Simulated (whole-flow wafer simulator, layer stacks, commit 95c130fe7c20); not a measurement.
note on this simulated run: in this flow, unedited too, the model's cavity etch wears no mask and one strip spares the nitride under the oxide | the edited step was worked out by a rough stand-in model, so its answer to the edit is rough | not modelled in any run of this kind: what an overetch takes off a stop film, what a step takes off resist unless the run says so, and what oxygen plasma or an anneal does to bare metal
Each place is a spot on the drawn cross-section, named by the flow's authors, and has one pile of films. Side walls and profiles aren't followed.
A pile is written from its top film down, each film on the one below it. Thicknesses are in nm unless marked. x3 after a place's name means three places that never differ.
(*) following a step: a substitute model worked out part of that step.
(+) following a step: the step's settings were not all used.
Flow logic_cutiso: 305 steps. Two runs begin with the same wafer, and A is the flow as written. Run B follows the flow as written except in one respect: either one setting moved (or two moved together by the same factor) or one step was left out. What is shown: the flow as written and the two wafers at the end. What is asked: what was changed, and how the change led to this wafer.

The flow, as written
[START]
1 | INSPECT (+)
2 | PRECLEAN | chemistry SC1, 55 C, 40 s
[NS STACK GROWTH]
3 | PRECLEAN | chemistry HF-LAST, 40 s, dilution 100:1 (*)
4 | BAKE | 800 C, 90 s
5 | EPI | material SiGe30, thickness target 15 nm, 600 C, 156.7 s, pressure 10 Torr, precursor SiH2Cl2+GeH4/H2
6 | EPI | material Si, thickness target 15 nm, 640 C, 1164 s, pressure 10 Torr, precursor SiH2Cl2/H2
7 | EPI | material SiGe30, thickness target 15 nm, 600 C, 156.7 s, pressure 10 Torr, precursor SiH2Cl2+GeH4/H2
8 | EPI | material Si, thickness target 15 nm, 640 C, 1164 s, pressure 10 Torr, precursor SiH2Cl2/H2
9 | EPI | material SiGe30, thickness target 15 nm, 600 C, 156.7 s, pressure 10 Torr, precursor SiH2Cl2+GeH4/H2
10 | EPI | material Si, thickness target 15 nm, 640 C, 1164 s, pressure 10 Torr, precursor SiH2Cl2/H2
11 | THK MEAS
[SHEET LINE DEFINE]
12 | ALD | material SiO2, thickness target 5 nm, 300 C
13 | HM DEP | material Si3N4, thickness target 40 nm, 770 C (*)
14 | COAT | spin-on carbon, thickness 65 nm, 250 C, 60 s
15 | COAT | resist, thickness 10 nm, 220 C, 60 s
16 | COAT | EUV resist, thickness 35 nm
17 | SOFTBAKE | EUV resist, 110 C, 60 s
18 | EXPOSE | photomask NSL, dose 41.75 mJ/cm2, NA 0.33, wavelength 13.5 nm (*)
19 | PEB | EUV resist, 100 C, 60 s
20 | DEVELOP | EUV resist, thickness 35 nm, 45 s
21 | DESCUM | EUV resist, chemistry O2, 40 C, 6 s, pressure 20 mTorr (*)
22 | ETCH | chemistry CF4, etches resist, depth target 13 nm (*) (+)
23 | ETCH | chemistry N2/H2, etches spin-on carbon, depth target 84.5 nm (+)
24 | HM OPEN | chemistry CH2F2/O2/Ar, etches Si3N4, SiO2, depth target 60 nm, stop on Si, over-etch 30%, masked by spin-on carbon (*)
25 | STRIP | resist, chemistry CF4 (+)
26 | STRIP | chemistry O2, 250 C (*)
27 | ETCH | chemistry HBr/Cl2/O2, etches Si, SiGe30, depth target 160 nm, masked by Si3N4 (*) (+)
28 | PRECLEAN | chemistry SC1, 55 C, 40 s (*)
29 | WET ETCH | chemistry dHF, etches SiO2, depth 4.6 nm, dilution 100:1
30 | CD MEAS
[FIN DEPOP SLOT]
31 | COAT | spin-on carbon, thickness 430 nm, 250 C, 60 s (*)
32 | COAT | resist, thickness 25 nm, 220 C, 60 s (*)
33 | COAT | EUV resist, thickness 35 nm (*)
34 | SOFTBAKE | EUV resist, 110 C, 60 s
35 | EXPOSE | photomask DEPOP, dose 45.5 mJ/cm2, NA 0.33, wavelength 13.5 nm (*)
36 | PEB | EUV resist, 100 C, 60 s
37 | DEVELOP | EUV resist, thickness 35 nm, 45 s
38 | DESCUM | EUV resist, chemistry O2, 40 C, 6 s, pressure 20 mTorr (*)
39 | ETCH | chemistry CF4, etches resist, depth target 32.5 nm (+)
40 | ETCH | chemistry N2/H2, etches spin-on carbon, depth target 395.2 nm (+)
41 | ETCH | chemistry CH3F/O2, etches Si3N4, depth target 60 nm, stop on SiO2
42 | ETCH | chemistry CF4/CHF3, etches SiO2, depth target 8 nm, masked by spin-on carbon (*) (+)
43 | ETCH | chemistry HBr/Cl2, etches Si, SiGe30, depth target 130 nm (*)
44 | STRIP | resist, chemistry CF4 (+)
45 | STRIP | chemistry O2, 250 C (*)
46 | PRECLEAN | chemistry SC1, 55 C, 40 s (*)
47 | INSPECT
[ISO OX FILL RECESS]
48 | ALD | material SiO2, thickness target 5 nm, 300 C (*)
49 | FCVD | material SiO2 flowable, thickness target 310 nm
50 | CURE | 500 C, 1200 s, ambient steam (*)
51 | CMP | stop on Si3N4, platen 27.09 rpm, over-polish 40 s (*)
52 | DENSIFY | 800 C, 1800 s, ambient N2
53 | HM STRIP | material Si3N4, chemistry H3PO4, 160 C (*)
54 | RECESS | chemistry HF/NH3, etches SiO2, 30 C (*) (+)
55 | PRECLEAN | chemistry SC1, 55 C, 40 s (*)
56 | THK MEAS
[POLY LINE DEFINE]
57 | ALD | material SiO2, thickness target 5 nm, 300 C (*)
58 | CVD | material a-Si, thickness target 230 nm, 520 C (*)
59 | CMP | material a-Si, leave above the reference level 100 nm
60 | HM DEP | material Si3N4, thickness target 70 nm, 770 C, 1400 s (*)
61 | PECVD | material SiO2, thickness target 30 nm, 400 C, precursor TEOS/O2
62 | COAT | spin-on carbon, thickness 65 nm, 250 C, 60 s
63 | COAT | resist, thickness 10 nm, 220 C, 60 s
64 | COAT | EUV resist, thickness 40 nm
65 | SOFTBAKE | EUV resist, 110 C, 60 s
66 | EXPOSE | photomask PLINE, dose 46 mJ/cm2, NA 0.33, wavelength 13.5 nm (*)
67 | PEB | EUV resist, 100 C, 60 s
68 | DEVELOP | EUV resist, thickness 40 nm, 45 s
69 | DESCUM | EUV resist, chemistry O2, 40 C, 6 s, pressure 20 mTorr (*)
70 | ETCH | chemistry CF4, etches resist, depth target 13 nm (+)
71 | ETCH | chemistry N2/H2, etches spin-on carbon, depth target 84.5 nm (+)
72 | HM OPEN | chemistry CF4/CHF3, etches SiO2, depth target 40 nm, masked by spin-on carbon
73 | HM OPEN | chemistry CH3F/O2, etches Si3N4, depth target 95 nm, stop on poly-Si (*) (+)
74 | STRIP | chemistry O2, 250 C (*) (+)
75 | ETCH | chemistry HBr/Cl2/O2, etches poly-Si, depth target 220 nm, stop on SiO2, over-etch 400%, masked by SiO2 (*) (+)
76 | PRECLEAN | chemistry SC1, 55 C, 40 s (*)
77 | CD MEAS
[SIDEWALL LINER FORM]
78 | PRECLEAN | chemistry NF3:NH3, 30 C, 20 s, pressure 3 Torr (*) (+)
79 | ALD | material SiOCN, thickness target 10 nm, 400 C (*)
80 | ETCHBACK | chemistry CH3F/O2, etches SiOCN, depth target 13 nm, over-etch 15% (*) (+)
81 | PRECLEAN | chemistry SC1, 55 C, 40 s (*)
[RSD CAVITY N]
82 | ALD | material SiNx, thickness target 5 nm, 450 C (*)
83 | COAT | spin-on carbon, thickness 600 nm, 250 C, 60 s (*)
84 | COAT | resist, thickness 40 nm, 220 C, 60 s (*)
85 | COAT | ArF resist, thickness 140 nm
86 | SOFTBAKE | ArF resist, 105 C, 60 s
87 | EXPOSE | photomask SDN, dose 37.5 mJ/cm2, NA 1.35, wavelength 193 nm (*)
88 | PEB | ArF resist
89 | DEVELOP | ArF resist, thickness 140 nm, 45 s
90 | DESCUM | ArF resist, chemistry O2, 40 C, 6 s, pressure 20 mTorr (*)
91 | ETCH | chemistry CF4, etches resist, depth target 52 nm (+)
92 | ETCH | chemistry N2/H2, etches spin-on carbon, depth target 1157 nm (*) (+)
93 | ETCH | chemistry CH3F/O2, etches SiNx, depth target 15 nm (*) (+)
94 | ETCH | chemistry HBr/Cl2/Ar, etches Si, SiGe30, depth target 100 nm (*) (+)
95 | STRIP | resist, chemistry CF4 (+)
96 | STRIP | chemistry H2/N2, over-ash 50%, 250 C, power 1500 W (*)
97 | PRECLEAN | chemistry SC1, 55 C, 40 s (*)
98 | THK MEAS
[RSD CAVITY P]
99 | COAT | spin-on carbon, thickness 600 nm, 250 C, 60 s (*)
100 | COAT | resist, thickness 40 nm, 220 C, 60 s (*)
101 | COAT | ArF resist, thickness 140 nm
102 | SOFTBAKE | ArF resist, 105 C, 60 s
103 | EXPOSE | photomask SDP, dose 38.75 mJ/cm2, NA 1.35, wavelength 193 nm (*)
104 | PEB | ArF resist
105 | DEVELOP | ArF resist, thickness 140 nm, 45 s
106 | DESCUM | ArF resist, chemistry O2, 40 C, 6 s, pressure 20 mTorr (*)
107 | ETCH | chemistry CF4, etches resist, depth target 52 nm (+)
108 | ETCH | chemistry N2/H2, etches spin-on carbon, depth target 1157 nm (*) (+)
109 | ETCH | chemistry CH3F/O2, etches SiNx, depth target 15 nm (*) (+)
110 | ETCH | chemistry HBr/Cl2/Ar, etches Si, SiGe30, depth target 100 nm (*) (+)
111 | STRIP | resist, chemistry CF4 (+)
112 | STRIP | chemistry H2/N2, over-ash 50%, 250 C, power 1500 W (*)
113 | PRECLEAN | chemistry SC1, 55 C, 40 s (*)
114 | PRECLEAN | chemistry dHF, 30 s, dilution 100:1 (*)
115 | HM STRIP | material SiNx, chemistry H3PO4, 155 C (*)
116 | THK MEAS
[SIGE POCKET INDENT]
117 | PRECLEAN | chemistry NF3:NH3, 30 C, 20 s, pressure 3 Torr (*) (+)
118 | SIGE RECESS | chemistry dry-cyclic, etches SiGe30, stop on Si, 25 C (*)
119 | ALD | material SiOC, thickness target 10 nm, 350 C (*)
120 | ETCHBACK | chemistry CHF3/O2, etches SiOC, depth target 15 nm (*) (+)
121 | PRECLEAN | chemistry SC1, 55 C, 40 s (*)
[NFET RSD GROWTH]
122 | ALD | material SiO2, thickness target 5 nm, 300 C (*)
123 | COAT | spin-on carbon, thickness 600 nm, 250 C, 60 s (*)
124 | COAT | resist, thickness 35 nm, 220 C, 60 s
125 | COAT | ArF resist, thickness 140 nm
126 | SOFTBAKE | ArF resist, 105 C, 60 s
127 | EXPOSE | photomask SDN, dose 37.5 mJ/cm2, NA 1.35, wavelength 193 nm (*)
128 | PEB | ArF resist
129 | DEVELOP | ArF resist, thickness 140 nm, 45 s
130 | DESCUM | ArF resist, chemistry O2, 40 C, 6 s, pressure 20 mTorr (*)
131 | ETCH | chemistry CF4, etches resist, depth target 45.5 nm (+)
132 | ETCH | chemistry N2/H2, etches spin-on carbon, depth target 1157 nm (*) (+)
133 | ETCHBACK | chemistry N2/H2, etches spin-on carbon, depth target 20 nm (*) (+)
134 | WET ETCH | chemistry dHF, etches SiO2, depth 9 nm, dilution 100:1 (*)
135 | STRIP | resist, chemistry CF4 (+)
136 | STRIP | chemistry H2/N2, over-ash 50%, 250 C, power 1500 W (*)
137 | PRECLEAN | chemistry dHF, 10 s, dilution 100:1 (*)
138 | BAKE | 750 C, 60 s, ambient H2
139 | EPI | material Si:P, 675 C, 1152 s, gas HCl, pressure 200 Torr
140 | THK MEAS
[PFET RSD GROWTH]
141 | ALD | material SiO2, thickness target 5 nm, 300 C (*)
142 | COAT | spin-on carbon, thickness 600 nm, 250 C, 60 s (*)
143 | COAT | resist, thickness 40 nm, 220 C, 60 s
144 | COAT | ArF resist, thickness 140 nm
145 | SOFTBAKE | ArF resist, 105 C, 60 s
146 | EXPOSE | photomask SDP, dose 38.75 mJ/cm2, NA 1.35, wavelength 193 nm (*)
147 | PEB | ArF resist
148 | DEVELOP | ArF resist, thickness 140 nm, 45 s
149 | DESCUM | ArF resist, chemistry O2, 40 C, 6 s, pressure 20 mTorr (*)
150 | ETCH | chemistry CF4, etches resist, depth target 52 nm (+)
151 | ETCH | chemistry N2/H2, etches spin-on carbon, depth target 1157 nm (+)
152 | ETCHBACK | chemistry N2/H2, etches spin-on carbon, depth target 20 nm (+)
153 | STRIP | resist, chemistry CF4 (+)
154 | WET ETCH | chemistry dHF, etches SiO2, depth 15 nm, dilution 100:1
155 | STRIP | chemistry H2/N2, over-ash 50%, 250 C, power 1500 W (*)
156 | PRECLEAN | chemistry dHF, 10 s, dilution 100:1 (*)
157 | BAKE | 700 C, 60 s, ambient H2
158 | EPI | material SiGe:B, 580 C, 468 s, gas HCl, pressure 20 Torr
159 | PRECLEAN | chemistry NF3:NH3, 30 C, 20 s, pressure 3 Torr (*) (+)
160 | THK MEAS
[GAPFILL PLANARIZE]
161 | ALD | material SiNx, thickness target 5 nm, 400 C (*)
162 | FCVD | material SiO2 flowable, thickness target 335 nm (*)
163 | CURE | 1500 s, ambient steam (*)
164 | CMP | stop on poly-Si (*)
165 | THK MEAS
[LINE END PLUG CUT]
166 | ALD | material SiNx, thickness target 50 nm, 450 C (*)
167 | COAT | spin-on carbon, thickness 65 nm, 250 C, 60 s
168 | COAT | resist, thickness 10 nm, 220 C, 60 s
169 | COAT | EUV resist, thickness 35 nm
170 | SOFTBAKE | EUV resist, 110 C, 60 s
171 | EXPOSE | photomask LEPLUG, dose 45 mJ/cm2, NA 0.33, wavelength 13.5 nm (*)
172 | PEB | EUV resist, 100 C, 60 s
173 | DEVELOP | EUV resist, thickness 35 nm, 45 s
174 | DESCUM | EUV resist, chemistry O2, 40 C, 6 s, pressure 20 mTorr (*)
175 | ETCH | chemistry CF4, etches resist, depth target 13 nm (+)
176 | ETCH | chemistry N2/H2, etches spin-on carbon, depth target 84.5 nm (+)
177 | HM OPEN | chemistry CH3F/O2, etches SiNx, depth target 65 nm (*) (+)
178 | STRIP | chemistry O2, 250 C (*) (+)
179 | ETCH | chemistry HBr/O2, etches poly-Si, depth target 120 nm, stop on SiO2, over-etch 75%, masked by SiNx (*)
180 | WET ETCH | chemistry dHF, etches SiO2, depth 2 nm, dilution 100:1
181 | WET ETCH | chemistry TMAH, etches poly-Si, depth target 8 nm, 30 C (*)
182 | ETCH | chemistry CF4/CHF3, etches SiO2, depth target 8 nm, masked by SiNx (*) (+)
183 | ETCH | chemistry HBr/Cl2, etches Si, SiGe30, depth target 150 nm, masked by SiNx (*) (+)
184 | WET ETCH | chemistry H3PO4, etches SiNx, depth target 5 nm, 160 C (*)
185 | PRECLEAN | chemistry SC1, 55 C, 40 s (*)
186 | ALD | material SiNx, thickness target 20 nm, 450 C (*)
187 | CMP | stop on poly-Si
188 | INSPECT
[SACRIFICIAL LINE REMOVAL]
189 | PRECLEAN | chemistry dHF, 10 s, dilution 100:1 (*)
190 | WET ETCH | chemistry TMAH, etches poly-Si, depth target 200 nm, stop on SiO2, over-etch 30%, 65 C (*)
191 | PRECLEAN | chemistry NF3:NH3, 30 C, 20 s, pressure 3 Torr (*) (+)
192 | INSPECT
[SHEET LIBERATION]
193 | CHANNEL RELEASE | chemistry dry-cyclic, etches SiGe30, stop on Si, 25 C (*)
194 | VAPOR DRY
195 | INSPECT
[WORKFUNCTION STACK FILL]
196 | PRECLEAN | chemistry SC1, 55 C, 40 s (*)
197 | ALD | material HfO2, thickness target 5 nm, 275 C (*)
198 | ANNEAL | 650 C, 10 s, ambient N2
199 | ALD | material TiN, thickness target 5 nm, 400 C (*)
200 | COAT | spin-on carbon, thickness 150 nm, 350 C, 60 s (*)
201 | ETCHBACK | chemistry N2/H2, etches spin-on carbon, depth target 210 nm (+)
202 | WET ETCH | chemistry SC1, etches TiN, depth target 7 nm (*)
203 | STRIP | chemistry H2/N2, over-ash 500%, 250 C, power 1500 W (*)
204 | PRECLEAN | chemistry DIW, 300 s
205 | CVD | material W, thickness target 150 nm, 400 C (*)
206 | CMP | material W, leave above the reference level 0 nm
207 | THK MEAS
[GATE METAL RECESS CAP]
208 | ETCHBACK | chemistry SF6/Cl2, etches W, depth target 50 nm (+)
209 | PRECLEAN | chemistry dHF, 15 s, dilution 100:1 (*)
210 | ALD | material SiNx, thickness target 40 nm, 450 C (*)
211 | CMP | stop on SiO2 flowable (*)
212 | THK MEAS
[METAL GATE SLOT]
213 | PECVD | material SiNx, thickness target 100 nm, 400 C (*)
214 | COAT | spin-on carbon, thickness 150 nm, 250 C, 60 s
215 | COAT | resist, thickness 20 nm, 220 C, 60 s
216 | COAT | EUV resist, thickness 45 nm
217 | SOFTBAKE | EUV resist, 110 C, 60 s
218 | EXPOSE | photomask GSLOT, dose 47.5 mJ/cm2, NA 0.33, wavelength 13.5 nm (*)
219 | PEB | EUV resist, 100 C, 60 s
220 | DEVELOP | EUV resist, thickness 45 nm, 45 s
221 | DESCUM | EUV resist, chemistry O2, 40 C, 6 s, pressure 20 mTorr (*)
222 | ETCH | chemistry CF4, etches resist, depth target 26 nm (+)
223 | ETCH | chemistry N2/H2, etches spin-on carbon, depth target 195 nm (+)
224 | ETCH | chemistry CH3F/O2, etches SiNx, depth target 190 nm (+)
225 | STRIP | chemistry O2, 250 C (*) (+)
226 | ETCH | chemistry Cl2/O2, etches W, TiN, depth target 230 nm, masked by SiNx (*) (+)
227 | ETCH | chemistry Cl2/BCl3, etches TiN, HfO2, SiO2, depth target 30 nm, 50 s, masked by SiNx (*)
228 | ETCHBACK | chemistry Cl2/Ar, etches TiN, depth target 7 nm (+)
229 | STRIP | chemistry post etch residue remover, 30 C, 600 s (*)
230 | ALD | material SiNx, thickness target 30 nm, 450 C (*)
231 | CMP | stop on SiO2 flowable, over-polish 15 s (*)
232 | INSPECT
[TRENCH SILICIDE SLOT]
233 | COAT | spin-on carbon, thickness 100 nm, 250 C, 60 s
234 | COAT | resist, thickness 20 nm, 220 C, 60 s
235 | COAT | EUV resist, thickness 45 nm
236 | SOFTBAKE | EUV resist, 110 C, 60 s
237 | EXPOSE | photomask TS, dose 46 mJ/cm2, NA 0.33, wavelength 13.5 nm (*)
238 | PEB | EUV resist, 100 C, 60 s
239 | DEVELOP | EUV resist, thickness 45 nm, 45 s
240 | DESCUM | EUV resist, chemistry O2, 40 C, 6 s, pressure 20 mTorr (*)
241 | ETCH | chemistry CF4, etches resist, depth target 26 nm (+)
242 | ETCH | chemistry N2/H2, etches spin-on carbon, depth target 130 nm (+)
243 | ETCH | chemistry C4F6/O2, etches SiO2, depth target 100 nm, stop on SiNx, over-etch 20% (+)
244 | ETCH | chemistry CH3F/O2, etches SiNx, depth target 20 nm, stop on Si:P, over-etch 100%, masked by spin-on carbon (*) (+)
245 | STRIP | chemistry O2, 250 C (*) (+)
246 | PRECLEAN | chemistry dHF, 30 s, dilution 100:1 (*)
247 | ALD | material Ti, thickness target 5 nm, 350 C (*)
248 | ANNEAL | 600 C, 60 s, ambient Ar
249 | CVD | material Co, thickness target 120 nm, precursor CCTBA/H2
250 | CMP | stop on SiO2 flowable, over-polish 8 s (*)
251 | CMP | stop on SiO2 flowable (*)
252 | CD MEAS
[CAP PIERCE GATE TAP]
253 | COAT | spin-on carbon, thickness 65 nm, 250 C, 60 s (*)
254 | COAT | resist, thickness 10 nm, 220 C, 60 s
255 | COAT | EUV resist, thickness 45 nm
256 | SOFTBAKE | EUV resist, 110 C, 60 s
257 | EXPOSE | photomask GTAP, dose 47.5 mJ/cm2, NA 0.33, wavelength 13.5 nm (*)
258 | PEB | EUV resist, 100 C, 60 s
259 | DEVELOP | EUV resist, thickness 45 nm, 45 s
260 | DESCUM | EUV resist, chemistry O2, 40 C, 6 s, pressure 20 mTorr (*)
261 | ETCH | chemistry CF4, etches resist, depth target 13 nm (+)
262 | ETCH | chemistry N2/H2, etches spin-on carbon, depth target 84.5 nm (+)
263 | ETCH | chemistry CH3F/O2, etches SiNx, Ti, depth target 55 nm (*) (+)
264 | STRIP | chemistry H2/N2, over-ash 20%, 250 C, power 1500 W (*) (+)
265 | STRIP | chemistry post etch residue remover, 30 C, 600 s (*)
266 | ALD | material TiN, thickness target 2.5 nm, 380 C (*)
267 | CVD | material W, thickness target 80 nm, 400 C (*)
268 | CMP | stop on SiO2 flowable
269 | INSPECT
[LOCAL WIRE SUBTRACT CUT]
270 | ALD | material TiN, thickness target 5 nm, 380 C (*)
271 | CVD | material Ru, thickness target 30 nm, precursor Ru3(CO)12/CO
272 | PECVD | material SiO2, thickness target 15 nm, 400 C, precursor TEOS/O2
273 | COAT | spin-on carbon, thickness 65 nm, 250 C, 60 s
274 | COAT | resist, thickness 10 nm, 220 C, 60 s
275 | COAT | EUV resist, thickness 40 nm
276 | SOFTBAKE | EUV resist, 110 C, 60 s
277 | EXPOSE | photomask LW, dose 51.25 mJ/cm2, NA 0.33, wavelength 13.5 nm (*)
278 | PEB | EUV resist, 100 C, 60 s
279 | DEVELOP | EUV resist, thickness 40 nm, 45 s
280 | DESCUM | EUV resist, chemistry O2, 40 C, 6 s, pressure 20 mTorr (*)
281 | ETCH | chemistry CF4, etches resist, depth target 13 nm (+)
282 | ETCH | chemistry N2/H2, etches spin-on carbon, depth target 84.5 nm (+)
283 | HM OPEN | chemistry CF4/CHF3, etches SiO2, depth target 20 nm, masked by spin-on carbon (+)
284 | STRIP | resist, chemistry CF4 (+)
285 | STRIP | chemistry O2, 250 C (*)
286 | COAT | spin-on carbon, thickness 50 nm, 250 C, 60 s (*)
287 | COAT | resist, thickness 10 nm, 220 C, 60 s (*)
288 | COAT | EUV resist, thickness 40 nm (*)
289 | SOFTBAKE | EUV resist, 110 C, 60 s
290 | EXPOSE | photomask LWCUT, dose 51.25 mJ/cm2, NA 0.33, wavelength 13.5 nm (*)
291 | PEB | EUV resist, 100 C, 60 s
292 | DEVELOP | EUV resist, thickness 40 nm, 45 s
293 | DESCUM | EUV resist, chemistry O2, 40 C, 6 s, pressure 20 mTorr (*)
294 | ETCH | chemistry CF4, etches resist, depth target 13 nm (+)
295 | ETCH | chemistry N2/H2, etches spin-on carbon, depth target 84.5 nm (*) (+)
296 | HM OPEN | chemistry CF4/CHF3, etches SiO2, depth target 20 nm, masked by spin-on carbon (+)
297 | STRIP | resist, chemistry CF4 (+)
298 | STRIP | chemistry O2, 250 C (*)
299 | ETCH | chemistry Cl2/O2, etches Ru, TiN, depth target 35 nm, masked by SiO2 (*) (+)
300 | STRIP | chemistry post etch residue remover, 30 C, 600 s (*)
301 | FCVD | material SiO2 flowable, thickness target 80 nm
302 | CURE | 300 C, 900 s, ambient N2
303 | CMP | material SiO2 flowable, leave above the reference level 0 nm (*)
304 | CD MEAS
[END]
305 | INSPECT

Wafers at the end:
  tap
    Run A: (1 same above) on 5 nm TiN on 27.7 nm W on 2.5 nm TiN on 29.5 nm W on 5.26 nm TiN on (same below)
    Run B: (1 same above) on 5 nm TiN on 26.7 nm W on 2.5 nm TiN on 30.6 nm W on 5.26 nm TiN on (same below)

Cause: step 263, ETCH: depth target 33 nm was run, whereas the flow has depth target 55 nm.

Step by step, how the change led to this:
  263 | ETCH | chemistry CH3F/O2, etches SiNx, Ti, depth target 55 nm (*) (+)
      glp, lnrp, lnrt, plug, rsdn, rsdp, rsdw: A -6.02 resist (all of it), -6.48 spin-on carbon | B -6.02 resist (all of it), -1.38 spin-on carbon
      depop, dpovl, gl, isow, ns, nsgap: A -6.03 resist (all of it), -6.46 spin-on carbon | B -6.03 resist (all of it), -1.36 spin-on carbon
      (and at 9 other places as well)
  264 | STRIP | chemistry H2/N2, over-ash 20%, 250 C, power 1500 W (*) (+)
      gfld, gl, glp and 11 more: A -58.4 spin-on carbon (all of it) | B -63.5 spin-on carbon (all of it)
      depop, dpovl, isow, ns, nsgap: A -58.5 spin-on carbon (all of it) | B -63.6 spin-on carbon (all of it)
      (and at 2 other places as well)
